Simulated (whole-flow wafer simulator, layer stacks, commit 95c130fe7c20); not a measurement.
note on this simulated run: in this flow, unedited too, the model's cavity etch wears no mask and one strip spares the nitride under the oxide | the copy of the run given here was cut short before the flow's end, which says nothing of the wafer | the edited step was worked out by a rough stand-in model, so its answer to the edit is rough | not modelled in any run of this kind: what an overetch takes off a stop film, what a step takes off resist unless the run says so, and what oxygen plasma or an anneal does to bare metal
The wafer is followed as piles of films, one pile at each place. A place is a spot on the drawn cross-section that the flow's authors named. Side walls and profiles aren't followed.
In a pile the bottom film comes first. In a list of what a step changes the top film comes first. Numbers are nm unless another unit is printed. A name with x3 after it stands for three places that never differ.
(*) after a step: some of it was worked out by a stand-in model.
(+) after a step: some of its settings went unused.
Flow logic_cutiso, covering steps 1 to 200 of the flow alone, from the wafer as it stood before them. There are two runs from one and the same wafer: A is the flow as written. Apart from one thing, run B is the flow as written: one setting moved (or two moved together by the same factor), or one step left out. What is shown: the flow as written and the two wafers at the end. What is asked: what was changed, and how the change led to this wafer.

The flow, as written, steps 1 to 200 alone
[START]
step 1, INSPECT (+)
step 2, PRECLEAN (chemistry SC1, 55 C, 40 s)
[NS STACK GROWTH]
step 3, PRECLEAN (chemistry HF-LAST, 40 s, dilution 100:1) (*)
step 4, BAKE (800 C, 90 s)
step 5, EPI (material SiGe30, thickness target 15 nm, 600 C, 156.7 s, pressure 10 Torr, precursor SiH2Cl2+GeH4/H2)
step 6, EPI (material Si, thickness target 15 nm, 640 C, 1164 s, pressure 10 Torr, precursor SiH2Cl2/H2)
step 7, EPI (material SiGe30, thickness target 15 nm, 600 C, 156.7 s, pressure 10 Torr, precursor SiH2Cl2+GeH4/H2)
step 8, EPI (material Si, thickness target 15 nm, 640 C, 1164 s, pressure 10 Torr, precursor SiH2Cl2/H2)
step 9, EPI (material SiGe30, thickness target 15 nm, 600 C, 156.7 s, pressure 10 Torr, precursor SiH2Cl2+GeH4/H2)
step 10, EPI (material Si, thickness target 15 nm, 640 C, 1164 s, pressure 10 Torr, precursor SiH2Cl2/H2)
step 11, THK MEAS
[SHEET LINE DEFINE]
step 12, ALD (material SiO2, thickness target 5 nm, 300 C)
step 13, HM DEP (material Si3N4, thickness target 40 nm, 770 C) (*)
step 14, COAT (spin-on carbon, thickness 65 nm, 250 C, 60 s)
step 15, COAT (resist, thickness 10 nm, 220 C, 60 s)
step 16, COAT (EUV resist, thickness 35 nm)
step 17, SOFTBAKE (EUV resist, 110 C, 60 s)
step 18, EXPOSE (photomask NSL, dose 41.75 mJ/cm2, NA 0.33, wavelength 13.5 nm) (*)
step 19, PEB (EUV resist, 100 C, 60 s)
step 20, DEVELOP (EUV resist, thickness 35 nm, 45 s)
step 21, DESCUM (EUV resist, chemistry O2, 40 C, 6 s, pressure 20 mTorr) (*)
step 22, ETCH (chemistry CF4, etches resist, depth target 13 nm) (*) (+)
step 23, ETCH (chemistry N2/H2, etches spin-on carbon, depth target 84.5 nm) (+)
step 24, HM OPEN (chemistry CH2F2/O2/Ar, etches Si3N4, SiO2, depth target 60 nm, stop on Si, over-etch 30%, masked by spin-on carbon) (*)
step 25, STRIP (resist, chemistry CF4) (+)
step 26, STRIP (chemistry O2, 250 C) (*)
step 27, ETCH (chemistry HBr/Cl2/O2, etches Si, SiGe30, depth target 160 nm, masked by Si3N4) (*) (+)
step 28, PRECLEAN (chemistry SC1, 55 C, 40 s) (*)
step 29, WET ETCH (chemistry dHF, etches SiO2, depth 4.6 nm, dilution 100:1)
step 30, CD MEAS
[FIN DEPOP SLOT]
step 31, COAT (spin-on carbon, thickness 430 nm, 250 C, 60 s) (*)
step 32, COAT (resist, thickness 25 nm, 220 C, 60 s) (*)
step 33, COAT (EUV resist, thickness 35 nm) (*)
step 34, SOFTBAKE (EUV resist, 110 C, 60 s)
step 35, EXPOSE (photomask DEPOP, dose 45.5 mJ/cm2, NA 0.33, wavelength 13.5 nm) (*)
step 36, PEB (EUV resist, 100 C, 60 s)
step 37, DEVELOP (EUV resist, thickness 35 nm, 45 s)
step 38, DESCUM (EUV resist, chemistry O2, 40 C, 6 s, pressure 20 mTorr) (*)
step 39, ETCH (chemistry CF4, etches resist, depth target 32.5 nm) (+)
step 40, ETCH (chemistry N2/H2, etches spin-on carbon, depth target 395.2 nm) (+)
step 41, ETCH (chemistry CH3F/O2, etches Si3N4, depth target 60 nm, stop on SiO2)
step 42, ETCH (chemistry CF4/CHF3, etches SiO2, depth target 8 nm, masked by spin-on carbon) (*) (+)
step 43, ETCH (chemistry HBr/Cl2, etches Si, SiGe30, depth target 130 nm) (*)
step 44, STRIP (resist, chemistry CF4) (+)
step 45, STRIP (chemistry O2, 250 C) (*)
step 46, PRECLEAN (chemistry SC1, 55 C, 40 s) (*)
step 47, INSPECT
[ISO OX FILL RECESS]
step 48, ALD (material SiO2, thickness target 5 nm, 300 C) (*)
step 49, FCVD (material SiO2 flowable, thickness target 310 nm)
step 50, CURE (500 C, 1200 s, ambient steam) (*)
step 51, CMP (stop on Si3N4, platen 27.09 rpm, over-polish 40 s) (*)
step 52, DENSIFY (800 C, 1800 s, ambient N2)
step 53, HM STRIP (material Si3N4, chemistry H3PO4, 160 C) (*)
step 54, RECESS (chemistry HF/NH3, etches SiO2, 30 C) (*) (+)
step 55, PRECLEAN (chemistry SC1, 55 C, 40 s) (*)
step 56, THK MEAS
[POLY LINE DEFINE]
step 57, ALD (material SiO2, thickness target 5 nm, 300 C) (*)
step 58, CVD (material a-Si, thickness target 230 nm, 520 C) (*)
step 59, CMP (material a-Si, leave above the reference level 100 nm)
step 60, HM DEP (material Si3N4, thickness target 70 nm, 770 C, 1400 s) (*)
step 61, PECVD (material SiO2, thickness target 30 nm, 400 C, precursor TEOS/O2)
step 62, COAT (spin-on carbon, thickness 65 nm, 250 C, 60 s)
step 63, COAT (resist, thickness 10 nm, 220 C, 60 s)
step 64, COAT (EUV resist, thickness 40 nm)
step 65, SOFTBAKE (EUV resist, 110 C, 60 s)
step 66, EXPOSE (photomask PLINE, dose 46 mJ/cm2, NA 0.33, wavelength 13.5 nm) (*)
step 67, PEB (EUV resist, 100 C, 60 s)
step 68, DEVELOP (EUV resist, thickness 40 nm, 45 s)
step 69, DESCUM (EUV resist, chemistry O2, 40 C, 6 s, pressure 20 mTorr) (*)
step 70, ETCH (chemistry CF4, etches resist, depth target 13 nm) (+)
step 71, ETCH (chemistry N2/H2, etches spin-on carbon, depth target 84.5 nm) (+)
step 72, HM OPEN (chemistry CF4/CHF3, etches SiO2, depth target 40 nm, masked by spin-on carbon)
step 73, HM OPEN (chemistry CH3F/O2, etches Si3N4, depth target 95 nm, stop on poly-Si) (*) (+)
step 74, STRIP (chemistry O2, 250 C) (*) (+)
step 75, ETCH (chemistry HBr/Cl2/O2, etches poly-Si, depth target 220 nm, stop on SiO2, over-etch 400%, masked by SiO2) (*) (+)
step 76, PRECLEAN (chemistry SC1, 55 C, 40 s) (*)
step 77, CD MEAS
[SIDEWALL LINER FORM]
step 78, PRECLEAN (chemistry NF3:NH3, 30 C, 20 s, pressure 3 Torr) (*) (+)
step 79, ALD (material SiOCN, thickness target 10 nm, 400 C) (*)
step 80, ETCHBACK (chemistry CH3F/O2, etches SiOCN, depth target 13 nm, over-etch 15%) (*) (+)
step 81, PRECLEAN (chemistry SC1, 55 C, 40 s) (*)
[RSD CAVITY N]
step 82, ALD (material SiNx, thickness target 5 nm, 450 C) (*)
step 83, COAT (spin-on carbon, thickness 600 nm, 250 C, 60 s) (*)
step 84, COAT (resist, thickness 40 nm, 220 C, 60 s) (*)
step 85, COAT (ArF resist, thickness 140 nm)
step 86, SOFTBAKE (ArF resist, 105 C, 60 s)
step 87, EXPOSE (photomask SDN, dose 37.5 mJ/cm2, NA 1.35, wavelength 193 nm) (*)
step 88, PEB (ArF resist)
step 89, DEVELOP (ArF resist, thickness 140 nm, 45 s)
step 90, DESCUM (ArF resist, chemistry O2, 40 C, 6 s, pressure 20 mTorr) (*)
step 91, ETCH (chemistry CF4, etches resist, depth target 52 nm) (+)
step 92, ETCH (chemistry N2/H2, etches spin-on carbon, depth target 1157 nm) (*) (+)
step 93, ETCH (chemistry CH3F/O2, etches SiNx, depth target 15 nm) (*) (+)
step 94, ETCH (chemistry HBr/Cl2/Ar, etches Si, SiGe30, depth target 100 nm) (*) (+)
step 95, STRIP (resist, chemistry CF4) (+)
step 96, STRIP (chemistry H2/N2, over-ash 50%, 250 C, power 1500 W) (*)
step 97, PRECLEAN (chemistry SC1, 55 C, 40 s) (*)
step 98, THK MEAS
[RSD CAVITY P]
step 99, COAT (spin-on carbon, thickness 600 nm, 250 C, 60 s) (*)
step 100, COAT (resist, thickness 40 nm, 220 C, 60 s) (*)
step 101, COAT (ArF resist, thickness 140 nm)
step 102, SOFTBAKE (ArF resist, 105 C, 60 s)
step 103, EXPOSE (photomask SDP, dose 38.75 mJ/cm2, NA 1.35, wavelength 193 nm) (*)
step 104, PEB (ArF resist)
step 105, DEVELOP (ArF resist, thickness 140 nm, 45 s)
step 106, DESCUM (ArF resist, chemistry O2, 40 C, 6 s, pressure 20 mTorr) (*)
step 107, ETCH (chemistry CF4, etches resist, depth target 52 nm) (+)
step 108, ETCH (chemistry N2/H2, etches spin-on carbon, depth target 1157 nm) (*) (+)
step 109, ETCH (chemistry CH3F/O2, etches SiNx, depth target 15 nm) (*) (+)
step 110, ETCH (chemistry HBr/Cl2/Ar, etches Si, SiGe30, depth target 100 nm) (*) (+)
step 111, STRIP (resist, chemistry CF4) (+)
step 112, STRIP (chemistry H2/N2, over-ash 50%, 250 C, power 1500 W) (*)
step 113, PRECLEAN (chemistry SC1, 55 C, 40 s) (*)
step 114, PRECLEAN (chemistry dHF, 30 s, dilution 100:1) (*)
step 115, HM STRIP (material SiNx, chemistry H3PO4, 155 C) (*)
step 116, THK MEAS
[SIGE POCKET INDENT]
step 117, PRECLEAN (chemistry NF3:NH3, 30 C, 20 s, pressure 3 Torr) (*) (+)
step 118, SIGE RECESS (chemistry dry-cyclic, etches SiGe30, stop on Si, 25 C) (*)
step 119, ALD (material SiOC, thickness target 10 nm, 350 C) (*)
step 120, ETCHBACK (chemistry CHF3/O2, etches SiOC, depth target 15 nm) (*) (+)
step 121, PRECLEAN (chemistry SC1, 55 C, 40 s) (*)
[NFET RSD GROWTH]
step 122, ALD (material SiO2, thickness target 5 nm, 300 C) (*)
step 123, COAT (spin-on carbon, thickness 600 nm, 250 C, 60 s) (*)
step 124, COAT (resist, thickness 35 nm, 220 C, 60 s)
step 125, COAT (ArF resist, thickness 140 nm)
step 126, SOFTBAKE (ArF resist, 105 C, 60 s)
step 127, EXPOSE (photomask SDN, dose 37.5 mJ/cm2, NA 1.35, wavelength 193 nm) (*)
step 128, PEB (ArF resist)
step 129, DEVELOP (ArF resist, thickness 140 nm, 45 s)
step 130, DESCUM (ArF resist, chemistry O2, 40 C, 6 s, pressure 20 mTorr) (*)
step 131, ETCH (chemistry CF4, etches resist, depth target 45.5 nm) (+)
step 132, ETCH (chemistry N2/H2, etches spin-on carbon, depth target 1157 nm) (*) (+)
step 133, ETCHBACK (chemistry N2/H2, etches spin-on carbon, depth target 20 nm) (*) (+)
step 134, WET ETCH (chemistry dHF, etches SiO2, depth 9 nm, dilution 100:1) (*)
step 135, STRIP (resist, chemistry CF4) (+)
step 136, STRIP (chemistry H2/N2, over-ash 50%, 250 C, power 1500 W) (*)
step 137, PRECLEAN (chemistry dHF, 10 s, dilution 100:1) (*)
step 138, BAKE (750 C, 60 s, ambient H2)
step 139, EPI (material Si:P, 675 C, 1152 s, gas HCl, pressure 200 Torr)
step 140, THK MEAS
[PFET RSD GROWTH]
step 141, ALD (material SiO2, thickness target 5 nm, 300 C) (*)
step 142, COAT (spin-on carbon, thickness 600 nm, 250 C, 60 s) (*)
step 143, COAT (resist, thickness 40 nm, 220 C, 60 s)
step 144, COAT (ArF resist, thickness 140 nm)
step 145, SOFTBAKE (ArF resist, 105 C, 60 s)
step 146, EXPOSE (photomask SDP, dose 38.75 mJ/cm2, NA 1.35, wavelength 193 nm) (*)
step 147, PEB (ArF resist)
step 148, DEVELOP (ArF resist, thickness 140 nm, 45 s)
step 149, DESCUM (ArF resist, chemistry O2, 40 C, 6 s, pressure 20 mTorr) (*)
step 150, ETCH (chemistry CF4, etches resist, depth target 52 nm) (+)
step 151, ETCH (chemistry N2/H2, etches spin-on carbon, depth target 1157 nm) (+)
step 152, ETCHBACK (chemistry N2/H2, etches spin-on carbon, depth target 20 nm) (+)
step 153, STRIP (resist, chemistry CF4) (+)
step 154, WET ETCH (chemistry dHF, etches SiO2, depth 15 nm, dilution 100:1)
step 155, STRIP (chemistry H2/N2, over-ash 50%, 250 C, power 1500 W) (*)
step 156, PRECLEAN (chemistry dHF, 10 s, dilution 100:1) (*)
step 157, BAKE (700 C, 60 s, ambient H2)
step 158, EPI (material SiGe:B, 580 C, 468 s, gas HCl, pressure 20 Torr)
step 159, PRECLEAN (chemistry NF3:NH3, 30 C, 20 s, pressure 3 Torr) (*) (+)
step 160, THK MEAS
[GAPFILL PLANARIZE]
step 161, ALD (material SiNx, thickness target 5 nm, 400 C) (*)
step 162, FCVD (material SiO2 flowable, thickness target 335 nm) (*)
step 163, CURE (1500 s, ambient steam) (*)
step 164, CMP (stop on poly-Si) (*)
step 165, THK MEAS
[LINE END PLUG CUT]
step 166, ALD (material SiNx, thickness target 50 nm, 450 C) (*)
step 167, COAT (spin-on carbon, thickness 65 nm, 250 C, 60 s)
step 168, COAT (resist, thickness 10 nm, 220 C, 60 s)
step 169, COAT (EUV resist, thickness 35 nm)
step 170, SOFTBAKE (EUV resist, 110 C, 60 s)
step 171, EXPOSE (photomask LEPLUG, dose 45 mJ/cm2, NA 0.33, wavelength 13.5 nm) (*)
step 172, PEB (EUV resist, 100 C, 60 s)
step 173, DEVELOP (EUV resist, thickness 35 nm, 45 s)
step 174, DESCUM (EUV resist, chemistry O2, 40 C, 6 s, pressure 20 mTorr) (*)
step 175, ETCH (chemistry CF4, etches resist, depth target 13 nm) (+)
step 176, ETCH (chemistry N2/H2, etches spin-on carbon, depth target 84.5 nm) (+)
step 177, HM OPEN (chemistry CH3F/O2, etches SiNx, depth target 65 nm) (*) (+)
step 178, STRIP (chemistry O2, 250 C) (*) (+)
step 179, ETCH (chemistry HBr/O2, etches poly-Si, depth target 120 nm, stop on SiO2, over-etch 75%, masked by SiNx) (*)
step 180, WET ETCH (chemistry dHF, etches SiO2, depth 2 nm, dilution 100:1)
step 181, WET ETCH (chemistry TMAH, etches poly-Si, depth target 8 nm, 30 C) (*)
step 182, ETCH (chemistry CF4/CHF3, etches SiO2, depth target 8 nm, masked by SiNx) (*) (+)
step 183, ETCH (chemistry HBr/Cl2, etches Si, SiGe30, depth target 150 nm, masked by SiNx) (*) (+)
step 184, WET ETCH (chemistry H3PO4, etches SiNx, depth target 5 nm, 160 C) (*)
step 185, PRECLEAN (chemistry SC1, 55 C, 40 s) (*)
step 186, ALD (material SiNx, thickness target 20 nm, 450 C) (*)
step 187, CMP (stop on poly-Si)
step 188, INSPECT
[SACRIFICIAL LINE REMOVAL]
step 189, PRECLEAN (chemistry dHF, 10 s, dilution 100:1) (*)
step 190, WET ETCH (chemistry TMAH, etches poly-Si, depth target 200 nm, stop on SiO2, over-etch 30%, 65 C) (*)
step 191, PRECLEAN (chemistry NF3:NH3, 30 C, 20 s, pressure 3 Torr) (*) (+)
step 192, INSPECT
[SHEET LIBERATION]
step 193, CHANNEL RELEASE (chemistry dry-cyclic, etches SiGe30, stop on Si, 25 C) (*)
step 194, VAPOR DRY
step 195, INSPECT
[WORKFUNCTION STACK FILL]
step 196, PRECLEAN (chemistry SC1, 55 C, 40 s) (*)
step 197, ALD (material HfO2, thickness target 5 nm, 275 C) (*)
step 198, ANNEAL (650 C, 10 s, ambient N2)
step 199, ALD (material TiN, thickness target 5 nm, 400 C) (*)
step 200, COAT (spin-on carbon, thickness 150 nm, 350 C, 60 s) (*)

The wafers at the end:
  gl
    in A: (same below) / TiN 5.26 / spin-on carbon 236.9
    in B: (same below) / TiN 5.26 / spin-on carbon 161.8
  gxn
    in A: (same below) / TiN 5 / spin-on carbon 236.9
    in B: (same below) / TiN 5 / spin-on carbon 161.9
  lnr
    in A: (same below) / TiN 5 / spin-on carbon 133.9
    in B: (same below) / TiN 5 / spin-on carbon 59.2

What caused this: step 200, COAT: thickness 75 nm was run, while the flow as written has thickness 150 nm.

The path from the change to this, step by step:
  step 200, COAT (spin-on carbon, thickness 150 nm, 350 C, 60 s) (*)
      gl, glp: A +236.9 spin-on carbon (new film) | B +161.8 spin-on carbon (new film)
      gxn, gxp: A +236.9 spin-on carbon (new film) | B +161.9 spin-on carbon (new film)
      (and at 18 other places as well)
